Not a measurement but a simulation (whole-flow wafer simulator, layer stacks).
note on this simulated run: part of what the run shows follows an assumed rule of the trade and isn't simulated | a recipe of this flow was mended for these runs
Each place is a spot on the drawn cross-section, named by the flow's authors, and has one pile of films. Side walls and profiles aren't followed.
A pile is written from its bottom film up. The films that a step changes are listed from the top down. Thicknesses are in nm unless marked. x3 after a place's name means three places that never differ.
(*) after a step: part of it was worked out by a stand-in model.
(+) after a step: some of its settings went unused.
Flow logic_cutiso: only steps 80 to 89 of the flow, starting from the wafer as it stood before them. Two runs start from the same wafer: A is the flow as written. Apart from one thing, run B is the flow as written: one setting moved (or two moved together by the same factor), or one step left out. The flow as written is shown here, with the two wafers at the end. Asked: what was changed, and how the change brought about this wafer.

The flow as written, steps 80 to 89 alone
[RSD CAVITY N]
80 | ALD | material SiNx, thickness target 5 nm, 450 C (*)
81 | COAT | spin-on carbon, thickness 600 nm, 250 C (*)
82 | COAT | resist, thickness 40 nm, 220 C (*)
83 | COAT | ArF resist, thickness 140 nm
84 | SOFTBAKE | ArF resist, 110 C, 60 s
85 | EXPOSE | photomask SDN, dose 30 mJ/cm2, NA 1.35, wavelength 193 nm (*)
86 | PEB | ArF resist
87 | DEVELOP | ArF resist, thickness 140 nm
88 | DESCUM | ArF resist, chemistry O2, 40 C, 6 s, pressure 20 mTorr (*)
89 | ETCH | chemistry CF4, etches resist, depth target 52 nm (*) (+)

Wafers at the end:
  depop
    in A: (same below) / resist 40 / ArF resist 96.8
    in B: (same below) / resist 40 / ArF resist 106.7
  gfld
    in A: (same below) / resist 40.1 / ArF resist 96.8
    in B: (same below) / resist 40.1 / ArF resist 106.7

The reason: step 83, COAT: thickness 150 nm was run, though the flow has thickness 140 nm; step 87, DEVELOP: thickness 150 nm was run, where the flow has thickness 140 nm.

Step by step, how the change led to this:
  83 | COAT | ArF resist, thickness 140 nm
      depop, dpovl x3, gfld and 17 more: A ArF resist gains 140 (new film) | B ArF resist gains 150 (new film)
  87 | DEVELOP | ArF resist, thickness 140 nm
      gl, gxn, lnr, lnrt, rsdn, rsdx, tap: A ArF resist loses 139.3 (all of it) | B ArF resist loses 149.3 (all of it)
